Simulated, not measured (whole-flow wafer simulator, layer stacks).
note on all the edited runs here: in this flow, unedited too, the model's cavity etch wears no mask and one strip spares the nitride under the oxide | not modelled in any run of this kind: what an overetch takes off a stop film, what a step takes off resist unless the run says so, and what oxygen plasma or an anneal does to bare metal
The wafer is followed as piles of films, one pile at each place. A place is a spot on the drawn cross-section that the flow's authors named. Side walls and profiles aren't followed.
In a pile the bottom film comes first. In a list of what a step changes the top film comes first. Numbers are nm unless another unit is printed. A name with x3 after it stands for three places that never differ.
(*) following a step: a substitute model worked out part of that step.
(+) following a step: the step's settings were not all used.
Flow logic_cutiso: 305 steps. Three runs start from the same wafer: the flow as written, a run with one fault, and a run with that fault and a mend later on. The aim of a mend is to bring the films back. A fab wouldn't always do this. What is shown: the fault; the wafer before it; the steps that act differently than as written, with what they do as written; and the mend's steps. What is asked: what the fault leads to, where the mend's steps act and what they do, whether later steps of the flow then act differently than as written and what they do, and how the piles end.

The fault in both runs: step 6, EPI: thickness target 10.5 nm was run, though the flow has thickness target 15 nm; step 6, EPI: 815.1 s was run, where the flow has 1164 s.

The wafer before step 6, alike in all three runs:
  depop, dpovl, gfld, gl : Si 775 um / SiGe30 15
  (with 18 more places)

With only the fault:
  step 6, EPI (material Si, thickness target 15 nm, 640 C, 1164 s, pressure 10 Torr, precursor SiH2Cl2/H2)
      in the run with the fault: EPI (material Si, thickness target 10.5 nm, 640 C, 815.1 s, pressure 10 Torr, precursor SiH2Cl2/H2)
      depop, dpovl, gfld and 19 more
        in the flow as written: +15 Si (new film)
        in the run with the fault: +10.5 Si (new film)
  Steps later in the flow that act otherwise than as written (2 more steps, not shown, differ only slightly: by at most 2% or 0.5 nm, whichever is larger):
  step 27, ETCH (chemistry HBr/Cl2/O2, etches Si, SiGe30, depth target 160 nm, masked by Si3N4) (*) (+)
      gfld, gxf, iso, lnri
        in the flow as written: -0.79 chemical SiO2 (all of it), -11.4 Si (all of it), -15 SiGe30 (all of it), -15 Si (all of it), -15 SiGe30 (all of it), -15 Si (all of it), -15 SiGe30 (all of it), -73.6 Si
        in the run with the fault: -0.79 chemical SiO2 (all of it), -11.4 Si (all of it), -15 SiGe30 (all of it), -15 Si (all of it), -15 SiGe30 (all of it), -10.5 Si (all of it), -15 SiGe30 (all of it), -78.1 Si
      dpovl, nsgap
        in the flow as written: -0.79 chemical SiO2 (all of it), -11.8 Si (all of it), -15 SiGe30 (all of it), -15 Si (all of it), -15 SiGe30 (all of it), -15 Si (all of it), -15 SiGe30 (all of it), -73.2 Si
        in the run with the fault: -0.79 chemical SiO2 (all of it), -11.8 Si (all of it), -15 SiGe30 (all of it), -15 Si (all of it), -15 SiGe30 (all of it), -10.5 Si (all of it), -15 SiGe30 (all of it), -77.7 Si
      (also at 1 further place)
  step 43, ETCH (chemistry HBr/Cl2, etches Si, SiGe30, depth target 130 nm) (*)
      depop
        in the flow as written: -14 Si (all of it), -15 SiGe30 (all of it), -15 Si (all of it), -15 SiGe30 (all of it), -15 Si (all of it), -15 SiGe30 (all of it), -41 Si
        in the run with the fault: -14 Si (all of it), -15 SiGe30 (all of it), -15 Si (all of it), -15 SiGe30 (all of it), -10.5 Si (all of it), -15 SiGe30 (all of it), -45.5 Si
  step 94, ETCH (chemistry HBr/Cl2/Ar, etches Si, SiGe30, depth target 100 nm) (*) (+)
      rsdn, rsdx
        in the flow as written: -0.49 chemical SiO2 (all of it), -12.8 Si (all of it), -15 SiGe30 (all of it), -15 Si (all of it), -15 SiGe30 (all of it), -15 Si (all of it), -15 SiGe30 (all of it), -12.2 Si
        in the run with the fault: -0.49 chemical SiO2 (all of it), -12.8 Si (all of it), -15 SiGe30 (all of it), -15 Si (all of it), -15 SiGe30 (all of it), -10.5 Si (all of it), -15 SiGe30 (all of it), -16.7 Si
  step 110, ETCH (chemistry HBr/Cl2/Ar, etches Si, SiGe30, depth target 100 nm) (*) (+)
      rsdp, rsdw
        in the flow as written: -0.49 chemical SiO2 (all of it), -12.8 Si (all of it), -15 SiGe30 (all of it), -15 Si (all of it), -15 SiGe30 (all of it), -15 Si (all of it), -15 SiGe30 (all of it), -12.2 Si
        in the run with the fault: -0.49 chemical SiO2 (all of it), -12.8 Si (all of it), -15 SiGe30 (all of it), -15 Si (all of it), -15 SiGe30 (all of it), -10.5 Si (all of it), -15 SiGe30 (all of it), -16.7 Si
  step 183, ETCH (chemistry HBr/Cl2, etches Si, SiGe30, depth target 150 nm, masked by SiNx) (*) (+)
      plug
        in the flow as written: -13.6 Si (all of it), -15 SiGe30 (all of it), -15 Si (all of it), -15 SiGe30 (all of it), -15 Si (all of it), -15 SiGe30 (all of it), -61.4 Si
        in the run with the fault: -13.6 Si (all of it), -15 SiGe30 (all of it), -15 Si (all of it), -15 SiGe30 (all of it), -10.5 Si (all of it), -15 SiGe30 (all of it), -65.9 Si
  The piles end different from the flow's at gl, glp, gxn and 6 more by more than 2% or 0.5 nm, whichever is larger.
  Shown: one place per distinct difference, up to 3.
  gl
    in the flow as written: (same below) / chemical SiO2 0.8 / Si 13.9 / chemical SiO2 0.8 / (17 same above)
    in the run with the fault: (same below) / chemical SiO2 0.8 / Si 9.42 / chemical SiO2 0.8 / (17 same above)
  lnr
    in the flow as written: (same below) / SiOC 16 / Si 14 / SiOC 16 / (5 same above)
    in the run with the fault: (same below) / SiOC 16 / Si 9.47 / SiOC 16 / (5 same above)
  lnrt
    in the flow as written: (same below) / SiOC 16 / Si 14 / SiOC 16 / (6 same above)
    in the run with the fault: (same below) / SiOC 16 / Si 9.47 / SiOC 16 / (6 same above)

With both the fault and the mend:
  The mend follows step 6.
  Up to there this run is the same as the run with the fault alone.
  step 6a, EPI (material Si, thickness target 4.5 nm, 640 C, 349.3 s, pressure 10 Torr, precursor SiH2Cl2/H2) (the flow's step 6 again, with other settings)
      depop, dpovl, gfld and 19 more
        +4.5 Si
  Every later step of the flow that is run acts as written at every place that is followed.
  At every place that both follow, the piles at the end match the flow's.
